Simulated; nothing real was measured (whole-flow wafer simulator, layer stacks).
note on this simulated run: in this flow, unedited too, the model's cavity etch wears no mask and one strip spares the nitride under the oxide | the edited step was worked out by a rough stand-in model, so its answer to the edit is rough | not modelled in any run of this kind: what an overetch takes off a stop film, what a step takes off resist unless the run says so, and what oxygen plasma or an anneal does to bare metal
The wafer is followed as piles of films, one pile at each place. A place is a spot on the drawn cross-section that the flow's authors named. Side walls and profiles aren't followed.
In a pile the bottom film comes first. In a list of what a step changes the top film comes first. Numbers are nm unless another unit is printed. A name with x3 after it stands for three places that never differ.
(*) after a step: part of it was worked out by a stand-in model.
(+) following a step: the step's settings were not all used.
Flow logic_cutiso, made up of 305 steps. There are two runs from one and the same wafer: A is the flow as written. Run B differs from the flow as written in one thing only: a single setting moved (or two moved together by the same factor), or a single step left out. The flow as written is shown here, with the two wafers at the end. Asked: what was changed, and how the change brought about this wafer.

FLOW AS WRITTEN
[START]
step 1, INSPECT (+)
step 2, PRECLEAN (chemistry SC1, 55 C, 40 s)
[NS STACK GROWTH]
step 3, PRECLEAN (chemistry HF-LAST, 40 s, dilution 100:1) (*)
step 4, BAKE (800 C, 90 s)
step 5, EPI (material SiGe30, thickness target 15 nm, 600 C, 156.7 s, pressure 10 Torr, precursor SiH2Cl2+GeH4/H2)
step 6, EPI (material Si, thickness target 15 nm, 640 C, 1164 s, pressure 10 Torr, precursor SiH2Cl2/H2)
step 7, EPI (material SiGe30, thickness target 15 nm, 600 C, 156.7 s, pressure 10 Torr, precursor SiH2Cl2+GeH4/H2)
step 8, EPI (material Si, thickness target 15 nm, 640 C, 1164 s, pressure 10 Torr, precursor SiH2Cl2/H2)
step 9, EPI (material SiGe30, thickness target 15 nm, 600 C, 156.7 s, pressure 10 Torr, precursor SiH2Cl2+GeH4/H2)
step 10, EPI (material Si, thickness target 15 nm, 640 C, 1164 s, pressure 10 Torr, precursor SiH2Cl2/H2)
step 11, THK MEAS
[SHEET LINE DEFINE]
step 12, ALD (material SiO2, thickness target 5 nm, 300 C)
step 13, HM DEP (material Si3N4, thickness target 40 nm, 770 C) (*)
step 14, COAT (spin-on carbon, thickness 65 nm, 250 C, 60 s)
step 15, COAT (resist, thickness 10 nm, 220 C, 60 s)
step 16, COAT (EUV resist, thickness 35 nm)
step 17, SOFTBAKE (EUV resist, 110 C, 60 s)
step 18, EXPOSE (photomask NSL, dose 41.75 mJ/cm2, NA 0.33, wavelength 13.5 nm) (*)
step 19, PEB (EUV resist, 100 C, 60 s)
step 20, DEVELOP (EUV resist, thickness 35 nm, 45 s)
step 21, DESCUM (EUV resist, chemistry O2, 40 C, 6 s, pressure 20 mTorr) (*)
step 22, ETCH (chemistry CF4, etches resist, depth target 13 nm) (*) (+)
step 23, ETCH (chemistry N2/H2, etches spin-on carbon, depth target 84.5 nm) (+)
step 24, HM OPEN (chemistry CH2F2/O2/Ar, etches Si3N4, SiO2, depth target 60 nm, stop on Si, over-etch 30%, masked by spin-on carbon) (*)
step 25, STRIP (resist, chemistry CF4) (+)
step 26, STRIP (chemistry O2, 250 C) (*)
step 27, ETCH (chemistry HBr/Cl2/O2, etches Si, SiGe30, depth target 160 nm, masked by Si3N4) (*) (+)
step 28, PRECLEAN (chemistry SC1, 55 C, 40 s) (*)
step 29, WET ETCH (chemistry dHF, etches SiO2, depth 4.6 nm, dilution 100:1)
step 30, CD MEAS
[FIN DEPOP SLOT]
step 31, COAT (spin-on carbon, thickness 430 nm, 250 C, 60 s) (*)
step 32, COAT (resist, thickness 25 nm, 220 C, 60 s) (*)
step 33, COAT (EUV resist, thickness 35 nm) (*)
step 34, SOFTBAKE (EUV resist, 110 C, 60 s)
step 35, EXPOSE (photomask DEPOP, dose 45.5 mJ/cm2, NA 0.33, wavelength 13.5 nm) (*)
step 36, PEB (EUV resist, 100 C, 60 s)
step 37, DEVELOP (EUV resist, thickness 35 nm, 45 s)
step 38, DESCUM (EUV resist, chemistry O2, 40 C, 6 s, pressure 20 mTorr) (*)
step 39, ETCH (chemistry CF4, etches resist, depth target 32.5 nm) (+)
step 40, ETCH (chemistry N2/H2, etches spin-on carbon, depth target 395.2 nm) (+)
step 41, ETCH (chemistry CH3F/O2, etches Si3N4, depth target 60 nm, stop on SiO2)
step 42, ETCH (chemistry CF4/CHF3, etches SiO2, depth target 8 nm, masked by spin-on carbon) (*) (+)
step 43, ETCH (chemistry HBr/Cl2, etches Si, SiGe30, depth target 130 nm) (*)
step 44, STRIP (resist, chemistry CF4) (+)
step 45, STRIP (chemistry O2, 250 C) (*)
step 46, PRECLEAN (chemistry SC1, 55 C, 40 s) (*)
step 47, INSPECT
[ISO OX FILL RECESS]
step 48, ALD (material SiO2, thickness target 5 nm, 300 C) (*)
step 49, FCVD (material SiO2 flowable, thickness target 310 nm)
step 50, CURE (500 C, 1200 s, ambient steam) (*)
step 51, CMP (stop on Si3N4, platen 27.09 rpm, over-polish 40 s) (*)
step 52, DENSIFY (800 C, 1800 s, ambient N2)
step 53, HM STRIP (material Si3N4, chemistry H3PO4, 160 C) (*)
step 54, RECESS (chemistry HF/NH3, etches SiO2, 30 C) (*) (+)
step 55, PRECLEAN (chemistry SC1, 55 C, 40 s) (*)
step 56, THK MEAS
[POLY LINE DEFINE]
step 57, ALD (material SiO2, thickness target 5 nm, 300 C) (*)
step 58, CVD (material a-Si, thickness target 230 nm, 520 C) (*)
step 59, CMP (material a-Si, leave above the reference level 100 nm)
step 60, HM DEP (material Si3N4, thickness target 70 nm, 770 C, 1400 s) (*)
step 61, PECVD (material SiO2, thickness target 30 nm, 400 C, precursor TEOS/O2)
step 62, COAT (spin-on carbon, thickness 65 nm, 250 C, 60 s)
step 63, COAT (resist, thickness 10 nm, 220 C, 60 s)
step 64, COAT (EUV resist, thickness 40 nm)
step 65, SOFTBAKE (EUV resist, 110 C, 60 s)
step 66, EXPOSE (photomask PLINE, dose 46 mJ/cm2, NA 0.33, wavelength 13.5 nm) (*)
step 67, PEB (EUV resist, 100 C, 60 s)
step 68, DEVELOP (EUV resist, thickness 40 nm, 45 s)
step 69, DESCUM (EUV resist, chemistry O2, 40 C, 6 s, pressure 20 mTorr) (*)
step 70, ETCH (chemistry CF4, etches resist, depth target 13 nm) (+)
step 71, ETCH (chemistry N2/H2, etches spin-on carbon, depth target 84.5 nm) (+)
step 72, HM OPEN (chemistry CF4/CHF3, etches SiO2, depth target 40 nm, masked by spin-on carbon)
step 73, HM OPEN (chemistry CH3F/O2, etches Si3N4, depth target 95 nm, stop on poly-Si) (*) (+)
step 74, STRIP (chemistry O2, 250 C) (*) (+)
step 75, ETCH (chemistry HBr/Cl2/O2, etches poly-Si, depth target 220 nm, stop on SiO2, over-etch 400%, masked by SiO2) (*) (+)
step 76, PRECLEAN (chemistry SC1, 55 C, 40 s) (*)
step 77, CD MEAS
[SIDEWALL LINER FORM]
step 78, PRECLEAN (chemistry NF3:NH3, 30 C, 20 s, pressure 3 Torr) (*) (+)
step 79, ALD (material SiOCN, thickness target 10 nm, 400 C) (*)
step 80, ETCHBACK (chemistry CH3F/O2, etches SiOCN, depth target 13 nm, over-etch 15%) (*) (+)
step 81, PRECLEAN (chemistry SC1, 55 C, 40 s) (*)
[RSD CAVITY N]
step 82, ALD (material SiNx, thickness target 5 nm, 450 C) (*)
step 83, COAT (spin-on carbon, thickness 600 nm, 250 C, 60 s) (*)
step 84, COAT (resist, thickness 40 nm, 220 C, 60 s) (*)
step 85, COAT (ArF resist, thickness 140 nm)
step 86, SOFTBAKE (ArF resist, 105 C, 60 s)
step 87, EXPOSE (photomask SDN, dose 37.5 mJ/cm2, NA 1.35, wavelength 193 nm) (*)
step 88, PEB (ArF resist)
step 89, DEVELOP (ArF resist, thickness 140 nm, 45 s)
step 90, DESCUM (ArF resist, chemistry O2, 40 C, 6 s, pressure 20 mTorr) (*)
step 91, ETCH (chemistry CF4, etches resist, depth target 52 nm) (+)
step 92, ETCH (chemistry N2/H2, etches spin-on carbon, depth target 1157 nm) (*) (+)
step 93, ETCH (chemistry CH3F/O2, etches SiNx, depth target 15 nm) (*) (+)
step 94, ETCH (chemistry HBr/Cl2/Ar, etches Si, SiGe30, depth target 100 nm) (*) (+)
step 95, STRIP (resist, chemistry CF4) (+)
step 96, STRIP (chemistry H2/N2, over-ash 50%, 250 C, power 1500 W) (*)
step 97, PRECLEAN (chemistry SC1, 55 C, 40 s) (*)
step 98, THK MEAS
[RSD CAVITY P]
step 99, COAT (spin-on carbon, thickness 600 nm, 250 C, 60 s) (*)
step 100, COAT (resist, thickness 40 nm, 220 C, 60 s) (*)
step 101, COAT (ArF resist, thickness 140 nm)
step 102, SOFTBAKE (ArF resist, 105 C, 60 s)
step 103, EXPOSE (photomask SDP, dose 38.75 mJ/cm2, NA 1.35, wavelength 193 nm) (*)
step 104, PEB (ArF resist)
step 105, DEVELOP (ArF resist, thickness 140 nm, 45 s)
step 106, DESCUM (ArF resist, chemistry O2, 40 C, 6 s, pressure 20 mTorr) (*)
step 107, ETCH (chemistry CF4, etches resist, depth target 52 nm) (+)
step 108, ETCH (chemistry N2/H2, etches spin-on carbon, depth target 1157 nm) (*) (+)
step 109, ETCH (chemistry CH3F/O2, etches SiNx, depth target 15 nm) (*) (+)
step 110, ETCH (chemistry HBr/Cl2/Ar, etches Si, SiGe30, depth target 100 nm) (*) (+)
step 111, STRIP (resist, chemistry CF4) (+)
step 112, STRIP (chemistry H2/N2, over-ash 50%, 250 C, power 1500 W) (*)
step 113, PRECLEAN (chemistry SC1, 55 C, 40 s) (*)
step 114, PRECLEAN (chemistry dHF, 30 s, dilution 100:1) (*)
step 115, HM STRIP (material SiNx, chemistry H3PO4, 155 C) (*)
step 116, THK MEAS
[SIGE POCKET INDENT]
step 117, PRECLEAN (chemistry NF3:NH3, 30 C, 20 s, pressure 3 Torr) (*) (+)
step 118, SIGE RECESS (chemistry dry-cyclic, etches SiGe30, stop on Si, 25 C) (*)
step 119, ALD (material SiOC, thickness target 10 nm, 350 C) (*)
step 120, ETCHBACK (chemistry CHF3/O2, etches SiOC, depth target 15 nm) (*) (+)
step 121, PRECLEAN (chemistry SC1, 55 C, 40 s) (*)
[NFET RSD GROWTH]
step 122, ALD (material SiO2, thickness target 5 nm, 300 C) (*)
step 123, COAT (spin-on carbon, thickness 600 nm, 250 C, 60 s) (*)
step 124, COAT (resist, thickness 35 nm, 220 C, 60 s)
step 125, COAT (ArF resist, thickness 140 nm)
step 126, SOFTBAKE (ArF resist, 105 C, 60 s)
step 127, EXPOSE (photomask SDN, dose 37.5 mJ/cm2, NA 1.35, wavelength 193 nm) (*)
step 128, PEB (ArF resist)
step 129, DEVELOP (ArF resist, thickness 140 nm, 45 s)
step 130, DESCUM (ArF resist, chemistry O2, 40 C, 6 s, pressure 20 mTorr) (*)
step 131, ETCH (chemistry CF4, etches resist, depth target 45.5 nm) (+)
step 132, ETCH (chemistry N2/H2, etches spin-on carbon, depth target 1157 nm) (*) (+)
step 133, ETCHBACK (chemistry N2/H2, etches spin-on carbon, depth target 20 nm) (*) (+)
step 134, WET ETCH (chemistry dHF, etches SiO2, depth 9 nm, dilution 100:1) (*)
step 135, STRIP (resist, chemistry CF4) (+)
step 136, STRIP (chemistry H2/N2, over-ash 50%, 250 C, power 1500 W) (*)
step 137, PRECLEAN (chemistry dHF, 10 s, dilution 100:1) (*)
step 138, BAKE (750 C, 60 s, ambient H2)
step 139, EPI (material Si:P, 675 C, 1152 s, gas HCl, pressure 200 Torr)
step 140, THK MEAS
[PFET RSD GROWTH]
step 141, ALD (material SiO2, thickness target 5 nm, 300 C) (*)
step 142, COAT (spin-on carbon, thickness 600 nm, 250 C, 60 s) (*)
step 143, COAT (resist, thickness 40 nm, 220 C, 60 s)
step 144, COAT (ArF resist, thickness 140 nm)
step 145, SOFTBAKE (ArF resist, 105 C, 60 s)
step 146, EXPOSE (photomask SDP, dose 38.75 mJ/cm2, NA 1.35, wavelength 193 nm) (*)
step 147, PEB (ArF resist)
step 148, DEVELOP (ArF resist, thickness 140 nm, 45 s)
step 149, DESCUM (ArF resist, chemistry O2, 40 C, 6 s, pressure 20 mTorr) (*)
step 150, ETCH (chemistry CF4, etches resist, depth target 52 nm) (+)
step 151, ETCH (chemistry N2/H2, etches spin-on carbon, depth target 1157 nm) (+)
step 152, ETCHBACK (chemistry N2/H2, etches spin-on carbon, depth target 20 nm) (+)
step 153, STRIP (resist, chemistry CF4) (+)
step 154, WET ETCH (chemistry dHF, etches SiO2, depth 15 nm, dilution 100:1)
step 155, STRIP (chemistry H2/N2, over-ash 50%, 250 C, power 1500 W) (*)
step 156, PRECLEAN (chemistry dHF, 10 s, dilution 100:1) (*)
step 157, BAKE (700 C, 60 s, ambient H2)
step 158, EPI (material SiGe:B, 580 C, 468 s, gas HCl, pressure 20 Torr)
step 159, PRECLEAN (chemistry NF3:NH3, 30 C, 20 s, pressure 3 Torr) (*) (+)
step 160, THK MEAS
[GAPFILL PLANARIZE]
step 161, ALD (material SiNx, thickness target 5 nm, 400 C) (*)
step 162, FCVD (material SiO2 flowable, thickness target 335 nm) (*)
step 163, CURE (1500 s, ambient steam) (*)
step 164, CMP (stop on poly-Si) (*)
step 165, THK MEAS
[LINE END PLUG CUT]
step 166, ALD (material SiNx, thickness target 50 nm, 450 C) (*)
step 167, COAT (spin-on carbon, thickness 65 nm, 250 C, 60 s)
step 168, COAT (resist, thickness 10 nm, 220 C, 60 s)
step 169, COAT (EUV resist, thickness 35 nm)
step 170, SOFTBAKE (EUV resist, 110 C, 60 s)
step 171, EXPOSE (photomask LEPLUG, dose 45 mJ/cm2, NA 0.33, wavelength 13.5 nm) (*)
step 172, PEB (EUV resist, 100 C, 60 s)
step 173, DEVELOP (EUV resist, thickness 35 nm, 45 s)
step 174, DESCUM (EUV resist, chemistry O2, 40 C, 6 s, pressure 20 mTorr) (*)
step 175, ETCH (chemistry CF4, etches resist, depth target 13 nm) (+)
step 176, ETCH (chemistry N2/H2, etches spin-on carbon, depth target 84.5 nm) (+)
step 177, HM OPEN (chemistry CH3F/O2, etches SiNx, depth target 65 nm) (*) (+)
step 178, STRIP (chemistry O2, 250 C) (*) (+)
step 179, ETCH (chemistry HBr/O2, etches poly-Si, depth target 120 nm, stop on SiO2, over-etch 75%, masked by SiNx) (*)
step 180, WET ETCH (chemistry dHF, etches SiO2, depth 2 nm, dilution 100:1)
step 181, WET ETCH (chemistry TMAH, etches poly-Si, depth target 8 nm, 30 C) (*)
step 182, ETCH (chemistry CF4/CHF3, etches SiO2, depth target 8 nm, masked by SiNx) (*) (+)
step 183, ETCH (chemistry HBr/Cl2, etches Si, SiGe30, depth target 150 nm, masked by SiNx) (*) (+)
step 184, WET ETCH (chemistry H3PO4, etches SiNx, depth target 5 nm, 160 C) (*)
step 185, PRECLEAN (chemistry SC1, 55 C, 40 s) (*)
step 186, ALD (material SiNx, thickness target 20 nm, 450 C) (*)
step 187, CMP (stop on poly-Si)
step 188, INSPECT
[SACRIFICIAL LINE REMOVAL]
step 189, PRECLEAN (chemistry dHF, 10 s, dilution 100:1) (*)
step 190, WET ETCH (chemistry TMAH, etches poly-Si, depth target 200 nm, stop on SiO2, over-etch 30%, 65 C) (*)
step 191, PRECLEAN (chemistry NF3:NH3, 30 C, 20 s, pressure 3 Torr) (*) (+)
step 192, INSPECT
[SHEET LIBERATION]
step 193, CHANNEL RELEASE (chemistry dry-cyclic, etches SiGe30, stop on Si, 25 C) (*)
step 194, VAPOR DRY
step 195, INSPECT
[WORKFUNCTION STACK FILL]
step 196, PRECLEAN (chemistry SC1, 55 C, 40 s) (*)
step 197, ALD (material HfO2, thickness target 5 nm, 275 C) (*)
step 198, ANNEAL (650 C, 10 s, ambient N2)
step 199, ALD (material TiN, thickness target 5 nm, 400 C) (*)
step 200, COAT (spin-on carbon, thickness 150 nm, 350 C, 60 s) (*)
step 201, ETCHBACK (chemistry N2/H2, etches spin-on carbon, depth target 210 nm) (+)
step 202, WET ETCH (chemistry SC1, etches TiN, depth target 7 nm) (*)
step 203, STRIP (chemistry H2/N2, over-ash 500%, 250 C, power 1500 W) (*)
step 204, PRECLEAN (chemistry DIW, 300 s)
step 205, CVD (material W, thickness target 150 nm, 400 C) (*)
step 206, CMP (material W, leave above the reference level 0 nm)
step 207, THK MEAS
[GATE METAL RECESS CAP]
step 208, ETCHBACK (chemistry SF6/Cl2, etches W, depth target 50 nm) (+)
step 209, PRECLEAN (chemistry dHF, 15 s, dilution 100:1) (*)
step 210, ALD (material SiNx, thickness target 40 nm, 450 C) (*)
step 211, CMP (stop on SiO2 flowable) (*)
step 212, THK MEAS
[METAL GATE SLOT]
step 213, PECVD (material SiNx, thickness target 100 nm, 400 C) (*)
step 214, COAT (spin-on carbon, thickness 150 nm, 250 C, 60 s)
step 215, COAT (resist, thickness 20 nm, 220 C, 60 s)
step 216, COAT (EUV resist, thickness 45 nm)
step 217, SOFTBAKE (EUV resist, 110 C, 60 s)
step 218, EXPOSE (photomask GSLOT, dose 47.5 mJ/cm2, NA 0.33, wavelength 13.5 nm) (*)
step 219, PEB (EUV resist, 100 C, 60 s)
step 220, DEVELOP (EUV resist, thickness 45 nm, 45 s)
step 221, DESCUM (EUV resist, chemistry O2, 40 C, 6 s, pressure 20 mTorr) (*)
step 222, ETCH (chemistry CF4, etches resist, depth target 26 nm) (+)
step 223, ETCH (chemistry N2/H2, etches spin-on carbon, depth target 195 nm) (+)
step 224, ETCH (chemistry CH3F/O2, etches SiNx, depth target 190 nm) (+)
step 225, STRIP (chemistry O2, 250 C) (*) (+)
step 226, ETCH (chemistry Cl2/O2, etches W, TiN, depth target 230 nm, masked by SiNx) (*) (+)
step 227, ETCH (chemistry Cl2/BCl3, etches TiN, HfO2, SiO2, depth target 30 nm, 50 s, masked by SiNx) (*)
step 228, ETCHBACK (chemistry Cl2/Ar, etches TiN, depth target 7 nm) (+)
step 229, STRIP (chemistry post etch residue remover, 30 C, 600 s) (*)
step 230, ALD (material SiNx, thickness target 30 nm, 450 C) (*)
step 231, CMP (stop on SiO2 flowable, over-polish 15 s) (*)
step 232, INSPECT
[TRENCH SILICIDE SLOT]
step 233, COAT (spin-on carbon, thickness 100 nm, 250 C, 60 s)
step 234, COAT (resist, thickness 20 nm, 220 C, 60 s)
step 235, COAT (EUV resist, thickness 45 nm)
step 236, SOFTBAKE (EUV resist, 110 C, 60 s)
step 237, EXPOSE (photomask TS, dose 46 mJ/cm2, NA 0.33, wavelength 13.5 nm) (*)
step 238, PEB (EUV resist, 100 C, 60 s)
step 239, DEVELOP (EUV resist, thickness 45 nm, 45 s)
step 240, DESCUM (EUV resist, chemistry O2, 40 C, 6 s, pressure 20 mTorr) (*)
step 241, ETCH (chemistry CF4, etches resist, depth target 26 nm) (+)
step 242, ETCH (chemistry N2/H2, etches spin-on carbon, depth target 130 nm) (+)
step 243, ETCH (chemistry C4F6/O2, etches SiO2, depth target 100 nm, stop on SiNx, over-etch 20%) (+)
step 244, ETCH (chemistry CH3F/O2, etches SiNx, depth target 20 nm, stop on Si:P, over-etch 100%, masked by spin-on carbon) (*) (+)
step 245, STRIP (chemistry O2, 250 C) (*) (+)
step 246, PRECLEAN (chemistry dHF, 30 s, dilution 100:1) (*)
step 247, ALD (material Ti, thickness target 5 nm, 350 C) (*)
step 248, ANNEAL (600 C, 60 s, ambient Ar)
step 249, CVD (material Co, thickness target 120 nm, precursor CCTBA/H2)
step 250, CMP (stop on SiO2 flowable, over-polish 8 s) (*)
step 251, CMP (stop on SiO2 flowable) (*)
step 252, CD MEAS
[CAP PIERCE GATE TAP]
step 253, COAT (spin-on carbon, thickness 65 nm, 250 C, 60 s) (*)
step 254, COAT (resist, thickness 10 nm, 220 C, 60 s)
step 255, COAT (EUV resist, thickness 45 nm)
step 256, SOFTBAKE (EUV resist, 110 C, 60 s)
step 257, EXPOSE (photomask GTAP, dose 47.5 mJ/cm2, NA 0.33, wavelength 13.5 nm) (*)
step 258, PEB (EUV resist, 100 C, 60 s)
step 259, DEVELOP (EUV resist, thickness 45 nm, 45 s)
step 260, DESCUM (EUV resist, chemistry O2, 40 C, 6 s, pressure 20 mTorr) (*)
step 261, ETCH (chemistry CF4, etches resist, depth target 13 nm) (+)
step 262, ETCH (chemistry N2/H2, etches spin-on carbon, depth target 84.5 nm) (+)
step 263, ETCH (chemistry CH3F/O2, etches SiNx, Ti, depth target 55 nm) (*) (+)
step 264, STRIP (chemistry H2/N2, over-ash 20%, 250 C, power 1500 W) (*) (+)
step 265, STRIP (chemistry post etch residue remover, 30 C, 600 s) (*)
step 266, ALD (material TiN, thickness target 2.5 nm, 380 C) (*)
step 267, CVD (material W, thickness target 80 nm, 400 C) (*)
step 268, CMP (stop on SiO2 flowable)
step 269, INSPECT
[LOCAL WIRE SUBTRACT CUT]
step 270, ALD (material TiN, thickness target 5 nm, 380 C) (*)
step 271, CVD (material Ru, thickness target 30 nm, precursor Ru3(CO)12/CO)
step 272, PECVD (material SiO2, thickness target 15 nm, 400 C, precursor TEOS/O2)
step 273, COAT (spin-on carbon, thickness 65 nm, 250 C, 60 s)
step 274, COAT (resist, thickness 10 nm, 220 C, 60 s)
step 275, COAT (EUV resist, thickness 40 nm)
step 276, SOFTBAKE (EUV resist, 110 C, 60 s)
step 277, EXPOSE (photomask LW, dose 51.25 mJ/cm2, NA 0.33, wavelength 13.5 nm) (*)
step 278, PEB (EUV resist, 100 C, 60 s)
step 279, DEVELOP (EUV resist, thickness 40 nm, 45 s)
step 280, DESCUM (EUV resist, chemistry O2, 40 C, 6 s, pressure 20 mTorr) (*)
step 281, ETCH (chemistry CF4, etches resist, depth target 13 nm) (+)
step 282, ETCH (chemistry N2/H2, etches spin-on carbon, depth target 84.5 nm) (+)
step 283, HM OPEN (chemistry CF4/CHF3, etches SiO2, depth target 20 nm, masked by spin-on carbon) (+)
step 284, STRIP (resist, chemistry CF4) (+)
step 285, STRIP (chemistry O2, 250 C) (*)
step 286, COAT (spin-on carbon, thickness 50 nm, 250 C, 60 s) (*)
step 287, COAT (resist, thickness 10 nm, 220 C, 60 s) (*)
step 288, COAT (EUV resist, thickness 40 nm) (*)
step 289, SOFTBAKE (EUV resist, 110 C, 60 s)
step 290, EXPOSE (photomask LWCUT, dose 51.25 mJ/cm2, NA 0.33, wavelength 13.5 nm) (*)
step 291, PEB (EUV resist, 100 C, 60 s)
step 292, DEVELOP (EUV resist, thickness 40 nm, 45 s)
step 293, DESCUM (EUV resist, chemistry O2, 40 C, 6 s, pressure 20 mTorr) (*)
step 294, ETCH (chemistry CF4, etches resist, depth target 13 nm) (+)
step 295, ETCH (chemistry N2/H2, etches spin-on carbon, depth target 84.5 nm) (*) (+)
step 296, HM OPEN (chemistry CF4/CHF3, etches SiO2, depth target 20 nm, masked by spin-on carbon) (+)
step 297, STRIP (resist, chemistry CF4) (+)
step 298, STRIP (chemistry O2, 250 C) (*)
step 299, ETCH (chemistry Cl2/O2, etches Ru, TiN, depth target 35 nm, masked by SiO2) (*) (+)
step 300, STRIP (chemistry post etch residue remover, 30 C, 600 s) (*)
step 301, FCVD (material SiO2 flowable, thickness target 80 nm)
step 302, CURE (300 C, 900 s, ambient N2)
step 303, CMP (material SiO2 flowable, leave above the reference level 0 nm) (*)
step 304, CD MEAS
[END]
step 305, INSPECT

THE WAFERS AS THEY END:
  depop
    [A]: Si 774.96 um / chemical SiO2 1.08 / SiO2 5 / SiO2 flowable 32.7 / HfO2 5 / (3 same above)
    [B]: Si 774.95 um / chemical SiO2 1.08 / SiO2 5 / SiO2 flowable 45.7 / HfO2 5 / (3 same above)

The reason: step 43, ETCH: depth target 143 nm was run, though the flow has depth target 130 nm.

How this came from the change, step by step:
  step 43, ETCH (chemistry HBr/Cl2, etches Si, SiGe30, depth target 130 nm) (*)
      dpovl, gl, glp and 16 more: A -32 spin-on carbon | B -34.6 spin-on carbon
      depop: A -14 Si (all of it), -15 SiGe30 (all of it), -15 Si (all of it), -15 SiGe30 (all of it), -15 Si (all of it), -15 SiGe30 (all of it), -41 Si | B -14 Si (all of it), -15 SiGe30 (all of it), -15 Si (all of it), -15 SiGe30 (all of it), -15 Si (all of it), -15 SiGe30 (all of it), -54 Si
      (also at 2 further places)
  step 45, STRIP (chemistry O2, 250 C) (*)
      dpovl: A +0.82 chemical SiO2 (new film), -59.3 spin-on carbon (all of it), -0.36 Si | B +0.82 chemical SiO2 (new film), -56.7 spin-on carbon (all of it), -0.36 Si
  step 49, FCVD (material SiO2 flowable, thickness target 310 nm)
      depop: A +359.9 SiO2 flowable (new film) | B +371.6 SiO2 flowable (new film)
